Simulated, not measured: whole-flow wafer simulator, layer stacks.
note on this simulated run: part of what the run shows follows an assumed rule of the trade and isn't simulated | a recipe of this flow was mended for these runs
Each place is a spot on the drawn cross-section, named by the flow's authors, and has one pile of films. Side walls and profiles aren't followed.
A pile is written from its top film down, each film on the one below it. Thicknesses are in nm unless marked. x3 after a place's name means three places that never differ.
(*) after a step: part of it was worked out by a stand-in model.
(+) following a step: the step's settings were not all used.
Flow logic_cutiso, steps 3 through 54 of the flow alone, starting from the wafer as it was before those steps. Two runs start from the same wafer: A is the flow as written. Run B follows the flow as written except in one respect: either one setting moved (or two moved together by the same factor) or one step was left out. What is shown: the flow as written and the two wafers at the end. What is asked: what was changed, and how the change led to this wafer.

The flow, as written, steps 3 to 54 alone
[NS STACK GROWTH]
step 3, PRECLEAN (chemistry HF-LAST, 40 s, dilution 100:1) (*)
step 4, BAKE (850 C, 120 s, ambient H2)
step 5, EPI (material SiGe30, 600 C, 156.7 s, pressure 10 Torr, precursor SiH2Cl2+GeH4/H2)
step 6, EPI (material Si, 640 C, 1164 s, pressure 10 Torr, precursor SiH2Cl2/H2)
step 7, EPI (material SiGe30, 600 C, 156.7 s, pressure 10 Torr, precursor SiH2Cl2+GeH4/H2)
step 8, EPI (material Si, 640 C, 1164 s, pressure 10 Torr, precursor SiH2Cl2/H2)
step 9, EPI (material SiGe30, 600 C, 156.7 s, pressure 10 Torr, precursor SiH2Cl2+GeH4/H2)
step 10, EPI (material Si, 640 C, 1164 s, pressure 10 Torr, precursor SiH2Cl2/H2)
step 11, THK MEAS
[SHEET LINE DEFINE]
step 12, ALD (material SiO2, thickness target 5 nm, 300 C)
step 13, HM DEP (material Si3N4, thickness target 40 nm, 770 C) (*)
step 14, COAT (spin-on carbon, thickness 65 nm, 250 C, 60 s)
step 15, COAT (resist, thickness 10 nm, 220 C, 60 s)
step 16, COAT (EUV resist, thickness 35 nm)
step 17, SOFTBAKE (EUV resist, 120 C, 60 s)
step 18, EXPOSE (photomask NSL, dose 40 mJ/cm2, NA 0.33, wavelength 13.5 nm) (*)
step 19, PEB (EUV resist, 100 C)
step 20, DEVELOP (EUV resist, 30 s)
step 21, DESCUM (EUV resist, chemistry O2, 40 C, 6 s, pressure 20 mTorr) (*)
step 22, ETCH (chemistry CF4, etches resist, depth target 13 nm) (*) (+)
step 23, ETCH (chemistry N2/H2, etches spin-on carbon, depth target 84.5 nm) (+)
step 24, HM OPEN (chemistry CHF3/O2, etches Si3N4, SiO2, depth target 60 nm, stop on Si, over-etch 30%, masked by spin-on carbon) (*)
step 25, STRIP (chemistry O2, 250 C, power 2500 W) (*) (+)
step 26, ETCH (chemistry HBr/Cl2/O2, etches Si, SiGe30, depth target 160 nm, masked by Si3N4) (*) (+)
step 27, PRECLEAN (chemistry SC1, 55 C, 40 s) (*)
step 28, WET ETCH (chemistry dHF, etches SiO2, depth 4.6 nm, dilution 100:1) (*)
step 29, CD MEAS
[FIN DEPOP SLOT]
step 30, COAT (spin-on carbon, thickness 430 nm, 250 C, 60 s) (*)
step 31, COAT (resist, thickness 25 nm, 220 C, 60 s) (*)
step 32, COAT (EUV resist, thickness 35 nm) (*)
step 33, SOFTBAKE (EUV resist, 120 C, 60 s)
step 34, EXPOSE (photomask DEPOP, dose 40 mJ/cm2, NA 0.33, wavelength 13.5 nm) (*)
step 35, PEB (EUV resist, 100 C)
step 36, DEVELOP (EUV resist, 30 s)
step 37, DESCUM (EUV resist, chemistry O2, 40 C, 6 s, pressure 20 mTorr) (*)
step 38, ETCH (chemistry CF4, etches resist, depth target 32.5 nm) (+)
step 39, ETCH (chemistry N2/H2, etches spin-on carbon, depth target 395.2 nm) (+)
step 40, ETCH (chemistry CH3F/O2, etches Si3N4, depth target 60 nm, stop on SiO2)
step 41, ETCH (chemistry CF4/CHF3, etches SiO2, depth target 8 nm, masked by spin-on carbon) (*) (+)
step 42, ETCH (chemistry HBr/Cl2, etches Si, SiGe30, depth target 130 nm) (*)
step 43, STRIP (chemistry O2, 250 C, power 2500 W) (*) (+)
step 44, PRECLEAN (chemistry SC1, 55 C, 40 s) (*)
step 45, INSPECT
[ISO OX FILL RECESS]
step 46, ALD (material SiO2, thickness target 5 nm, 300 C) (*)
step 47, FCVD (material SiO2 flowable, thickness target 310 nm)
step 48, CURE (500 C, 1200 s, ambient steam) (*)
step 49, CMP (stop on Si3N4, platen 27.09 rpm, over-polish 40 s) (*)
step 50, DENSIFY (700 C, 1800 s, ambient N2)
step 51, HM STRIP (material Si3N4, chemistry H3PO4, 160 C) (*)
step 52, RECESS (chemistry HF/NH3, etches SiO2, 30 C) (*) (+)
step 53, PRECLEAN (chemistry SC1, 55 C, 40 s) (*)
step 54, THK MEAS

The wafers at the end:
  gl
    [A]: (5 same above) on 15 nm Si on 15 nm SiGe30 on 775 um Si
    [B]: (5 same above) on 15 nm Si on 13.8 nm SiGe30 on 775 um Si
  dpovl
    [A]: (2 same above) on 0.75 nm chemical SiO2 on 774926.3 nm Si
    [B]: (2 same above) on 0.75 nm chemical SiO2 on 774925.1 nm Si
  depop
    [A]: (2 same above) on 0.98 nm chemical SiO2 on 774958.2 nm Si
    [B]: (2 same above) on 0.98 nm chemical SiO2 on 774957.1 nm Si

What caused this: step 5, EPI: 144.2 s was run, though the flow has 156.7 s.

How this came from the change, step by step:
  step 5, EPI (material SiGe30, 600 C, 156.7 s, pressure 10 Torr, precursor SiH2Cl2+GeH4/H2)
      depop, dpovl, gfld and 19 more: A +15 SiGe30 (new film) | B +13.8 SiGe30 (new film)
  step 26, ETCH (chemistry HBr/Cl2/O2, etches Si, SiGe30, depth target 160 nm, masked by Si3N4) (*) (+)
      dpovl, gfld, gxf, iso, isow, lnri, nsgap: A -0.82 chemical SiO2 (all of it), -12 Si (all of it), -15 SiGe30 (all of it), -15 Si (all of it), -15 SiGe30 (all of it), -15 Si (all of it), -15 SiGe30 (all of it), -73 Si | B -0.82 chemical SiO2 (all of it), -12 Si (all of it), -15 SiGe30 (all of it), -15 Si (all of it), -15 SiGe30 (all of it), -15 Si (all of it), -13.8 SiGe30 (all of it), -74.2 Si
  step 42, ETCH (chemistry HBr/Cl2, etches Si, SiGe30, depth target 130 nm) (*)
      depop: A -13.8 Si (all of it), -15 SiGe30 (all of it), -15 Si (all of it), -15 SiGe30 (all of it), -15 Si (all of it), -15 SiGe30 (all of it), -41.2 Si | B -13.8 Si (all of it), -15 SiGe30 (all of it), -15 Si (all of it), -15 SiGe30 (all of it), -15 Si (all of it), -13.8 SiGe30 (all of it), -42.4 Si
